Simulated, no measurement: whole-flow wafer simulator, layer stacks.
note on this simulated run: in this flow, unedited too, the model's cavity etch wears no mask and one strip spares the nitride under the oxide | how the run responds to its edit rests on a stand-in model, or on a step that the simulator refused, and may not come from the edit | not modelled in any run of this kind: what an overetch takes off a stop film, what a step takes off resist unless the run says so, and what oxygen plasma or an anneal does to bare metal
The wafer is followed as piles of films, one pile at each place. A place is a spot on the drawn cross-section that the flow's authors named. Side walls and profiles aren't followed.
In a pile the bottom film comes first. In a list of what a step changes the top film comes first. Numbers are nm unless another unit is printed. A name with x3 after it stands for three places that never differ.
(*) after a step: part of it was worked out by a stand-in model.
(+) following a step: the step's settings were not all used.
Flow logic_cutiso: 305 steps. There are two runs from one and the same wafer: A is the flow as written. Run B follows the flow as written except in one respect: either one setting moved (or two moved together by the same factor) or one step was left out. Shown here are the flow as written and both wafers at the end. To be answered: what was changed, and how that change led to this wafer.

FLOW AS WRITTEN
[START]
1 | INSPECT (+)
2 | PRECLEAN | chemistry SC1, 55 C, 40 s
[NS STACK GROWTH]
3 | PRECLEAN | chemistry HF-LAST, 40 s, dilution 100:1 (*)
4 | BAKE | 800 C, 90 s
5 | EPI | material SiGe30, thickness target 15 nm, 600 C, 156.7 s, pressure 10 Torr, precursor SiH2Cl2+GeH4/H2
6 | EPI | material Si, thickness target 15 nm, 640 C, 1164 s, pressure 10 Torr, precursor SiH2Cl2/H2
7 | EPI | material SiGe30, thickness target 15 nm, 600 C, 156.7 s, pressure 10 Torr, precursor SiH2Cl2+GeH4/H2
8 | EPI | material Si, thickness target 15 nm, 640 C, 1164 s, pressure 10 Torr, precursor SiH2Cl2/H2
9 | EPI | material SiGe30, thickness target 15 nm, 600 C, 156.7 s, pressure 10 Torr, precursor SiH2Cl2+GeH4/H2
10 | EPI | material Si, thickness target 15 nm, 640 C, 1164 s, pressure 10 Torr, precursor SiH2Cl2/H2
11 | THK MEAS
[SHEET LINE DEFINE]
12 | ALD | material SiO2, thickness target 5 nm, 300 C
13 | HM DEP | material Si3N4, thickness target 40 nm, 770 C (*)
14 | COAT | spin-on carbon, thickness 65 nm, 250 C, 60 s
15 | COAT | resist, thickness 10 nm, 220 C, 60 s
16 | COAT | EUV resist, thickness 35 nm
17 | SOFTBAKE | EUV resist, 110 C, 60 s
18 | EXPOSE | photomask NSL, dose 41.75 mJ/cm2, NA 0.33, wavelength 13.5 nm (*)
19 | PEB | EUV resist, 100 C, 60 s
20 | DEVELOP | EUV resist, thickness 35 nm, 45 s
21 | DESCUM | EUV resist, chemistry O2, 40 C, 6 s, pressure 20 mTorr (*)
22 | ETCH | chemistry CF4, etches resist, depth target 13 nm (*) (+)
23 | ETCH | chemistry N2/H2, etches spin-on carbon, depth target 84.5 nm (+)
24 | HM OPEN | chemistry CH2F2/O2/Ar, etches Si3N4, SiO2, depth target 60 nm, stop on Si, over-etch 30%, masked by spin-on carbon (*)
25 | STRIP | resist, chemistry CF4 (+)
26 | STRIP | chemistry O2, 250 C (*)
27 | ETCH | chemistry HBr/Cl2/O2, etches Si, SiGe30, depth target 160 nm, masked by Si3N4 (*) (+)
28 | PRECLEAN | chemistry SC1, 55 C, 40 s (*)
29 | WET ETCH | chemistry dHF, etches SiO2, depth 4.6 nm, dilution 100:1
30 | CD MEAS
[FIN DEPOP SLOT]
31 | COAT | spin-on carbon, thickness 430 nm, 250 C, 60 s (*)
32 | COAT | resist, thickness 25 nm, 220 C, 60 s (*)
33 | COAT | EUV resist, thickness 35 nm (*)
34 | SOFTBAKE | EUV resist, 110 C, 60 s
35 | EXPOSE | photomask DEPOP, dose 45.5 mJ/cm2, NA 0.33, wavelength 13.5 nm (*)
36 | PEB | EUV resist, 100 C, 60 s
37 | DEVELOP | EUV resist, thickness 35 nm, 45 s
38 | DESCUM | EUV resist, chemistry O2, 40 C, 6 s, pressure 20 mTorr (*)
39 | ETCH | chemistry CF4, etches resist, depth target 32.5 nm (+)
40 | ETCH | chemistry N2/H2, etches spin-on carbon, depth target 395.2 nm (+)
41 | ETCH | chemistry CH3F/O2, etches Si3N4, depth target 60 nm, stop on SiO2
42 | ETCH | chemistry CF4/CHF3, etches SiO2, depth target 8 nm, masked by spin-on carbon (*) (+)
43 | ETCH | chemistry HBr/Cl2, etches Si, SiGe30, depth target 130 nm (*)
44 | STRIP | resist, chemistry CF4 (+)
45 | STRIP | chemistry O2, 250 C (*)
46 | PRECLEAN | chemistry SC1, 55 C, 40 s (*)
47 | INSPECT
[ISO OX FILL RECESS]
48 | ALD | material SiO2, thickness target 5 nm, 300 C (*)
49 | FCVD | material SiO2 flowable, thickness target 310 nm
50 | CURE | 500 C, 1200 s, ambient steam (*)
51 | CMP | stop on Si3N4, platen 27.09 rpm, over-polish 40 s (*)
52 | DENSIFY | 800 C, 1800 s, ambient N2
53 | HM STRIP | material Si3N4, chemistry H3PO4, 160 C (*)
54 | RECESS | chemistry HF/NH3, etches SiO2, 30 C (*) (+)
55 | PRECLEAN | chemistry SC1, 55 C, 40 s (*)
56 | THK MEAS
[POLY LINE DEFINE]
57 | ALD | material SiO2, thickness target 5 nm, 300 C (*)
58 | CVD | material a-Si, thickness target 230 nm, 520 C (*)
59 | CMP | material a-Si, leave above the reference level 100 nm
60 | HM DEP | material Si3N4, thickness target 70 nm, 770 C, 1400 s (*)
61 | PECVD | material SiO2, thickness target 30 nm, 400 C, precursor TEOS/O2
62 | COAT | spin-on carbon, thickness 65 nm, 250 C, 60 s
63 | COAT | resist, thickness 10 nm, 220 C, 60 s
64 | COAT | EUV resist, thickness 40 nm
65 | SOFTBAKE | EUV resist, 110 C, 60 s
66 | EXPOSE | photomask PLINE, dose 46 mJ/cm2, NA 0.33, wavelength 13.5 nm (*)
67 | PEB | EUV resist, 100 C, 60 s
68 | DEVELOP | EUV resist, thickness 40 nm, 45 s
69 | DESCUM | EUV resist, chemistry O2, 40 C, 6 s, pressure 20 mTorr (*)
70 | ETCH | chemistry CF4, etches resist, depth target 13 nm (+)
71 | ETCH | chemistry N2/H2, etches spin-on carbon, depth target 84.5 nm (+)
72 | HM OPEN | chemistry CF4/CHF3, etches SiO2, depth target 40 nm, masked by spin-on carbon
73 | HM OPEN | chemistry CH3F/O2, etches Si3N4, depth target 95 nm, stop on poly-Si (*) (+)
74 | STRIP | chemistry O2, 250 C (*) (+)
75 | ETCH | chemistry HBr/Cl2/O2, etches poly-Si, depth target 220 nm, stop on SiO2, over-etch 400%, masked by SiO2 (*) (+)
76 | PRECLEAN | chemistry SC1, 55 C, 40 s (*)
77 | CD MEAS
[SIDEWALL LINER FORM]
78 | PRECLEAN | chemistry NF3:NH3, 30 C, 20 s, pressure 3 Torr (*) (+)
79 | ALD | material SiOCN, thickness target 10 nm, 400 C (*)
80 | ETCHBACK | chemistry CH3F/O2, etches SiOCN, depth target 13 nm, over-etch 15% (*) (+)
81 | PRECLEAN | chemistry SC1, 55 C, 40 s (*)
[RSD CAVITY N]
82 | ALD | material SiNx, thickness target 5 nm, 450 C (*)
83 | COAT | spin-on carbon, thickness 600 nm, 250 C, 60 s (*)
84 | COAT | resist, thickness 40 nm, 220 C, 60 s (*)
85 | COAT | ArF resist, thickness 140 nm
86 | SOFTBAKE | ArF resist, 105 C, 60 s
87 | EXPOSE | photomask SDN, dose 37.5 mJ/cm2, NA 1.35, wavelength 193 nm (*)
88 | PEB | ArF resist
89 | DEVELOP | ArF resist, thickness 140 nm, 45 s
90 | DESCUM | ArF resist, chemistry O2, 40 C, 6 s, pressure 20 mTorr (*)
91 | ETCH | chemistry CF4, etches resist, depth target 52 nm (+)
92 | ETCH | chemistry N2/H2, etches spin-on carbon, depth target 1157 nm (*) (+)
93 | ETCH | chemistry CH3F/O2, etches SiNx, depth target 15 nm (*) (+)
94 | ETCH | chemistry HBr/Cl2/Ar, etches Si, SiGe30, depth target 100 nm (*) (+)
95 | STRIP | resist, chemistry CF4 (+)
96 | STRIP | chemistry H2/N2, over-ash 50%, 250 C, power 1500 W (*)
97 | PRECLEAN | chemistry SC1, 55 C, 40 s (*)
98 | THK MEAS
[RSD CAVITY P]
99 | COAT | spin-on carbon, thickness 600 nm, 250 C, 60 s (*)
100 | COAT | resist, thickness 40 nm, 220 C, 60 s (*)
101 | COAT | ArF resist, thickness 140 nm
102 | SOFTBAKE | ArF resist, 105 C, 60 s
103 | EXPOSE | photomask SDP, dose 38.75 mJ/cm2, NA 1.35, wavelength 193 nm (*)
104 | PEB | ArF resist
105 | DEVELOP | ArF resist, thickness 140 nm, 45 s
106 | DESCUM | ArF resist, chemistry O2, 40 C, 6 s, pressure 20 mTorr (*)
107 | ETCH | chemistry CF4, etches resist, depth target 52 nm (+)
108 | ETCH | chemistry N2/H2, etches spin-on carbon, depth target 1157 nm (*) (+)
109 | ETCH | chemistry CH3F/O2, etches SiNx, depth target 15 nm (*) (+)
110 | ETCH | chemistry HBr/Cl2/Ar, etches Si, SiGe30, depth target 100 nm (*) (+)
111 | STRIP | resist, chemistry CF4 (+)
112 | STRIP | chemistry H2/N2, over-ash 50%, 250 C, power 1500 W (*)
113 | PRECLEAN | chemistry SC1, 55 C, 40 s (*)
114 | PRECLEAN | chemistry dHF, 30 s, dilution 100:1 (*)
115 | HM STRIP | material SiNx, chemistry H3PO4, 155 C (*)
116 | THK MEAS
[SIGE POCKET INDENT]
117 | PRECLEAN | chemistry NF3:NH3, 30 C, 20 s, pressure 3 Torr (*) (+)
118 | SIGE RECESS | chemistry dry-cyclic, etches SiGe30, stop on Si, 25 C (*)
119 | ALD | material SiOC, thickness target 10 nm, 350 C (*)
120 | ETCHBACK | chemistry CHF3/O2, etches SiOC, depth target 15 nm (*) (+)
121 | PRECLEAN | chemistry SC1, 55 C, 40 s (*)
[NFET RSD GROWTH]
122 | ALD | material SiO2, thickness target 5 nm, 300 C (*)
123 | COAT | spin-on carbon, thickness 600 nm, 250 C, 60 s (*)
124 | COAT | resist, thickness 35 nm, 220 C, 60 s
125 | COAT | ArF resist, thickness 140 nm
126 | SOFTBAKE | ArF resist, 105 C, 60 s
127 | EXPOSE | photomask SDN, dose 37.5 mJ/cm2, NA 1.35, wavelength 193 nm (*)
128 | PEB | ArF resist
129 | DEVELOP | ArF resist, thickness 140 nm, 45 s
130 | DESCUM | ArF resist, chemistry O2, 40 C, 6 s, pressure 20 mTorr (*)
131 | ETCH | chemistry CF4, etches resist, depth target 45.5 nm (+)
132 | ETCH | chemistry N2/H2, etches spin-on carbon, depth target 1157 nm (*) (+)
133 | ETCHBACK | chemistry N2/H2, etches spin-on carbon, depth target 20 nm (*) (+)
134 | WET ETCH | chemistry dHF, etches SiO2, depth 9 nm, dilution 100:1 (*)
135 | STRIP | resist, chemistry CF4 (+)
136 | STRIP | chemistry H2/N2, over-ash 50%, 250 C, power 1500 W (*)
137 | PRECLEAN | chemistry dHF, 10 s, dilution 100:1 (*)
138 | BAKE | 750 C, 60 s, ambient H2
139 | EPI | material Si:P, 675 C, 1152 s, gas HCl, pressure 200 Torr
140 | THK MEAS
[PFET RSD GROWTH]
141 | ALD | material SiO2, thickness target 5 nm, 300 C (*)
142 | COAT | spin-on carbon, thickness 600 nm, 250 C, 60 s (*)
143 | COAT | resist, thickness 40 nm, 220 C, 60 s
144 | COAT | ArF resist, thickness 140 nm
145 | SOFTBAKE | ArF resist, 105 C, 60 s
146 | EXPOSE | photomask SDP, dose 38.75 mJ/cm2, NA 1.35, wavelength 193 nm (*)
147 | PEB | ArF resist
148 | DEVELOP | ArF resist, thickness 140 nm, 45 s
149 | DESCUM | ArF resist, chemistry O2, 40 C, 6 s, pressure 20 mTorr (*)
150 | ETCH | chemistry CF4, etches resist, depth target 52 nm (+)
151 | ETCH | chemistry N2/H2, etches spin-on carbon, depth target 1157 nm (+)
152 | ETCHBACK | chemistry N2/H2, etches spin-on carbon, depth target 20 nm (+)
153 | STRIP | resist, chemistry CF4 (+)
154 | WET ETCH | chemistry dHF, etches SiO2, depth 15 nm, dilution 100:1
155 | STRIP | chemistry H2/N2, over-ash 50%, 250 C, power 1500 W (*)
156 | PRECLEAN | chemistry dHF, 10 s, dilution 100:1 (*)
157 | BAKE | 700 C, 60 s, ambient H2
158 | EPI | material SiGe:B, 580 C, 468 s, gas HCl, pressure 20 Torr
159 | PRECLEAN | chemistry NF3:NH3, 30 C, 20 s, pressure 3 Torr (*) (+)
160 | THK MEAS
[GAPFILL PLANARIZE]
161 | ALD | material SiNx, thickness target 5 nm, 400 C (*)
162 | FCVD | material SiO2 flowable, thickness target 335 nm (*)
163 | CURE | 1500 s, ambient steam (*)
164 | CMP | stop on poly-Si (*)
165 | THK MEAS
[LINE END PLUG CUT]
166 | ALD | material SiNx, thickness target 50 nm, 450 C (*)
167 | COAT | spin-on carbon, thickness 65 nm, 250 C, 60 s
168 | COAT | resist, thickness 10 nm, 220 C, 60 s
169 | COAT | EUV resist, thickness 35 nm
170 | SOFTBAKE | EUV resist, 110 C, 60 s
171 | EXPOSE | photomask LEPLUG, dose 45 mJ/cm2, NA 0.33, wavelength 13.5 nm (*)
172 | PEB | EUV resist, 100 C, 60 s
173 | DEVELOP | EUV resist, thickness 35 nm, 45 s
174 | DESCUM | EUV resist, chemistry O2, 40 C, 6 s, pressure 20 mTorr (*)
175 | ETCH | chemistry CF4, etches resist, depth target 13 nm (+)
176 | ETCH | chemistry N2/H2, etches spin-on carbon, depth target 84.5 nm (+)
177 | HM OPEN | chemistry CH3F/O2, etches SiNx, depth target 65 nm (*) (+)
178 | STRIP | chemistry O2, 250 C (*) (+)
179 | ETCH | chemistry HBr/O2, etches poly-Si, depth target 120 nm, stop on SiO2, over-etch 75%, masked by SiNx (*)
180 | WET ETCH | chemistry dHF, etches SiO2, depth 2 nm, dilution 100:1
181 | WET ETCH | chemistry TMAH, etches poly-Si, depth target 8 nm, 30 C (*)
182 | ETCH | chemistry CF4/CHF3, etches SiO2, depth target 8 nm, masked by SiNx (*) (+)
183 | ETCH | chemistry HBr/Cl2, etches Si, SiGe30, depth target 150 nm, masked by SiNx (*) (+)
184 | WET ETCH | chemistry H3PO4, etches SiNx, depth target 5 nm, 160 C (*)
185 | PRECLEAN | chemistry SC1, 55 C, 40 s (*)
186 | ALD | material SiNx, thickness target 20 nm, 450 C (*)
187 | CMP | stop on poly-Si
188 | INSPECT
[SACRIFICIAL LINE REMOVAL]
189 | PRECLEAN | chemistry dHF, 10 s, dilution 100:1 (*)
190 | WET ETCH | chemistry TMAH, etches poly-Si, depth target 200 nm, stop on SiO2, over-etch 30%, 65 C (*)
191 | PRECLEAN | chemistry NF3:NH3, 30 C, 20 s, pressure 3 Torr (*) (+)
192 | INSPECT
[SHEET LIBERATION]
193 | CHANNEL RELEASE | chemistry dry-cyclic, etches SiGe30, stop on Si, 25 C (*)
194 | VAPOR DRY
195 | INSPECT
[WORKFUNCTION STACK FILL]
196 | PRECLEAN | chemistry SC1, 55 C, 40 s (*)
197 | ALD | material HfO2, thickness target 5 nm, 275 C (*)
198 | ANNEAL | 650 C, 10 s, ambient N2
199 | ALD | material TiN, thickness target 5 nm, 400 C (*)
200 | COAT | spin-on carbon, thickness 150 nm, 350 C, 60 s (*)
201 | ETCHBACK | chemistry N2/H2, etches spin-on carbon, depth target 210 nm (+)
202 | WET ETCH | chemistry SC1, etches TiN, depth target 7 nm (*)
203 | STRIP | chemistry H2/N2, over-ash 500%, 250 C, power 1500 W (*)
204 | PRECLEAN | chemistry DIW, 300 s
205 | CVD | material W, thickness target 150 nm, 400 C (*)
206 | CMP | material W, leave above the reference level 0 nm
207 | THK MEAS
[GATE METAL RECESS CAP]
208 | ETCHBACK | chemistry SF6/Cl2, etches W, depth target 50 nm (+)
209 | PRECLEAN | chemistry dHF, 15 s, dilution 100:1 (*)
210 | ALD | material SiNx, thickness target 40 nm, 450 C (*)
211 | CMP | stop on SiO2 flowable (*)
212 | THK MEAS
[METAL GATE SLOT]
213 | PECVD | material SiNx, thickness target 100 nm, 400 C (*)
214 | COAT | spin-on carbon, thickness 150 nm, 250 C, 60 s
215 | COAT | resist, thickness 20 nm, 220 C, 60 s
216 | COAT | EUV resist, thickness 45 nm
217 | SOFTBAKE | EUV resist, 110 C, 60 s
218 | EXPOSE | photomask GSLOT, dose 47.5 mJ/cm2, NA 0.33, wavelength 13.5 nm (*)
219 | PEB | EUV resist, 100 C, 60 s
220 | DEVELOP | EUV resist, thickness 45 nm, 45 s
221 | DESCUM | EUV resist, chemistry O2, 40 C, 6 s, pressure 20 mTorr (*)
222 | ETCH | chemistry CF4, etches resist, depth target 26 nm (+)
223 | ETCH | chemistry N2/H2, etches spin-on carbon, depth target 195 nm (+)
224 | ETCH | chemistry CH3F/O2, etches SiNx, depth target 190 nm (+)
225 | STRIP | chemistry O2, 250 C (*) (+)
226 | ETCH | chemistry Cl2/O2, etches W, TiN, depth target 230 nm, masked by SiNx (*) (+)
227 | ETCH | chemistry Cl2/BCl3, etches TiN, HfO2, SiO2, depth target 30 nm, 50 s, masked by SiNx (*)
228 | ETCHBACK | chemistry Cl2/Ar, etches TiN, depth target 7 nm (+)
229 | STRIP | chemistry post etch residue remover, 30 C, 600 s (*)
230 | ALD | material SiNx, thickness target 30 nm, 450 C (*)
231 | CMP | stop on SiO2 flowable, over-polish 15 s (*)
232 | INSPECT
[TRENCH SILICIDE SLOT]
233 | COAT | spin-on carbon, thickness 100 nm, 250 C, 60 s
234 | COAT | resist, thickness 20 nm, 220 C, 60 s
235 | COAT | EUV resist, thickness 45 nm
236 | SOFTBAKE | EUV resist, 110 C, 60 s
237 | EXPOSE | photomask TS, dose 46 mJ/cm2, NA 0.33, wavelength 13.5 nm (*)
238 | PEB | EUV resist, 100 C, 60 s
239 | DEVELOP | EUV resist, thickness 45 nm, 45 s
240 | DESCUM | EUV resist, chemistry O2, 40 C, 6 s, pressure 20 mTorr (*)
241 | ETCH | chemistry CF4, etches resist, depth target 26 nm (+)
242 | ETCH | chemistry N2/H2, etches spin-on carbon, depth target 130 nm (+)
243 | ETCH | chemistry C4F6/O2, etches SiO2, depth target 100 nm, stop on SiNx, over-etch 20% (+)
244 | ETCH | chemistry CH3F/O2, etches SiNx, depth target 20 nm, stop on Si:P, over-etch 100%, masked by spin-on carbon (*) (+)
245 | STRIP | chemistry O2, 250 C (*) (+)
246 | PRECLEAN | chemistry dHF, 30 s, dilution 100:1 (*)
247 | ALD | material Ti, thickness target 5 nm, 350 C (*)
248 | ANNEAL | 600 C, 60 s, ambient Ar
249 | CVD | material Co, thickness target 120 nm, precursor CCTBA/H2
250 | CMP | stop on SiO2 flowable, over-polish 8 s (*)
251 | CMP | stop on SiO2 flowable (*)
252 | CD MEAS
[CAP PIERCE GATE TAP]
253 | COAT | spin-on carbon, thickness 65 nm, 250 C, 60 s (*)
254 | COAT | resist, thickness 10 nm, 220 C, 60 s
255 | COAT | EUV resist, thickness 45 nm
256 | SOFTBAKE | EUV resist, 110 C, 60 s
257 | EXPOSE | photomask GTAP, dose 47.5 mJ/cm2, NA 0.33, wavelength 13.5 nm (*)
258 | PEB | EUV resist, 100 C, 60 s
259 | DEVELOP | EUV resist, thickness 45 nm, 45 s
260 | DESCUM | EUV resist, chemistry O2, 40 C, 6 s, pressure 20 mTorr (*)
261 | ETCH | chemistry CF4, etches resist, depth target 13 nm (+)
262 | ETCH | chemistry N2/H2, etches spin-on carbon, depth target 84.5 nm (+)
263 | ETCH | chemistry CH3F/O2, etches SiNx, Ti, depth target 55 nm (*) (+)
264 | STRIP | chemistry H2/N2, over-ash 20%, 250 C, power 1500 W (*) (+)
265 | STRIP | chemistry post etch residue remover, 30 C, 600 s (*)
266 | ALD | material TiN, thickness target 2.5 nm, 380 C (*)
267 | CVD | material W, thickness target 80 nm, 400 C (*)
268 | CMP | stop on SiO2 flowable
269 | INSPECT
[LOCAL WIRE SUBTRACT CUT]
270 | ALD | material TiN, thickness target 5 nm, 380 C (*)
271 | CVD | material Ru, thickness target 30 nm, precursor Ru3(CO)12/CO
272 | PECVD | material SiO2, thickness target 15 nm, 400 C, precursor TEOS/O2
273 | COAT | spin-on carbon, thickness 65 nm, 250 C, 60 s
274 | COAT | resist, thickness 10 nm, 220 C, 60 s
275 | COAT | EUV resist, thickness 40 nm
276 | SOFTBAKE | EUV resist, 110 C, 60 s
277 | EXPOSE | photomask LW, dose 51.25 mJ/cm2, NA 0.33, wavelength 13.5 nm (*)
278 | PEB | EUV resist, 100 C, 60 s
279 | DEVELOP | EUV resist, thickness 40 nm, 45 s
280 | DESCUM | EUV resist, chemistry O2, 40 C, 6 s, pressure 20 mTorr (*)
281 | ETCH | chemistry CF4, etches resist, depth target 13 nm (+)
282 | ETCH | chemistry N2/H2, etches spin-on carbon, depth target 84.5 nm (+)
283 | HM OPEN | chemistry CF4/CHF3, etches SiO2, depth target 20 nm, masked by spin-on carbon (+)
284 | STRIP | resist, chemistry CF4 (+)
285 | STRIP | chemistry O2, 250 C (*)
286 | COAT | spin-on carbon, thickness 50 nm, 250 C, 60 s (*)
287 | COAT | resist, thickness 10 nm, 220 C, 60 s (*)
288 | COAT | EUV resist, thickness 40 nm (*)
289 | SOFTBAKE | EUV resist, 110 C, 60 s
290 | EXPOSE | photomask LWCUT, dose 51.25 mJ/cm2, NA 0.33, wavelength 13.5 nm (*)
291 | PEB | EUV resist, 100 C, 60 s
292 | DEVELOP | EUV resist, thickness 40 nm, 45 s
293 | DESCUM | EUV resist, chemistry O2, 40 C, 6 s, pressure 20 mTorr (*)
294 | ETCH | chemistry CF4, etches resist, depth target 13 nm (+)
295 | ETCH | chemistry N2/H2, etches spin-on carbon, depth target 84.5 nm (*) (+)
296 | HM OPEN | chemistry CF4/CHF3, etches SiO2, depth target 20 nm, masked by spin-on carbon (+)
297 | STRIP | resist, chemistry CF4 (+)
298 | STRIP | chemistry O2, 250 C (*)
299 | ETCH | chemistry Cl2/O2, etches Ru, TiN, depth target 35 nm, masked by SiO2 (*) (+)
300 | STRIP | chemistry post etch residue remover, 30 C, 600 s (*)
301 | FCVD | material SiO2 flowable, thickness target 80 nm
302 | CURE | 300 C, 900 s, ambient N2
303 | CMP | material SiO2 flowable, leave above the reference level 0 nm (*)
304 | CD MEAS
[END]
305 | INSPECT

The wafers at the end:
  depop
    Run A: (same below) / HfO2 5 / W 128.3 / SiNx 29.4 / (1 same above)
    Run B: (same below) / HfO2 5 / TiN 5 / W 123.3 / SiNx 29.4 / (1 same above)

The reason: step 201, ETCHBACK: depth target 105 nm was run, whereas the flow has depth target 210 nm.

The path from the change to this, step by step:
  201 | ETCHBACK | chemistry N2/H2, etches spin-on carbon, depth target 210 nm (+)
      lnr, lnrp: A -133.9 spin-on carbon (all of it) | B -105 spin-on carbon
      rsdn, rsdw: A -145.8 spin-on carbon (all of it) | B -105 spin-on carbon
      (and at 17 other places as well)
  202 | WET ETCH | chemistry SC1, etches TiN, depth target 7 nm (*)
      depop, dpovl, iso and 11 more: A -5 TiN (all of it) | B -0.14 spin-on carbon
  203 | STRIP | chemistry H2/N2, over-ash 500%, 250 C, power 1500 W (*)
      depop, dpovl: A nothing | B -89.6 spin-on carbon (all of it)
      lnr, lnrp: A nothing | B -28.8 spin-on carbon (all of it)
      (and at 17 other places as well)
  206 | CMP | material W, leave above the reference level 0 nm
      lnr, lnri, lnrp, lnrt: A -150 W (all of it), -5 HfO2 (all of it), -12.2 SiOCN | B -150 W (all of it), -5 TiN (all of it), -5 HfO2 (all of it), -12.2 SiOCN
      rsdn, rsdp, rsdw, rsdx: A -162.2 W (all of it), -5 HfO2 (all of it) | B -162.2 W (all of it), -5 TiN (all of it), -5 HfO2 (all of it)
      (and at 14 other places as well)
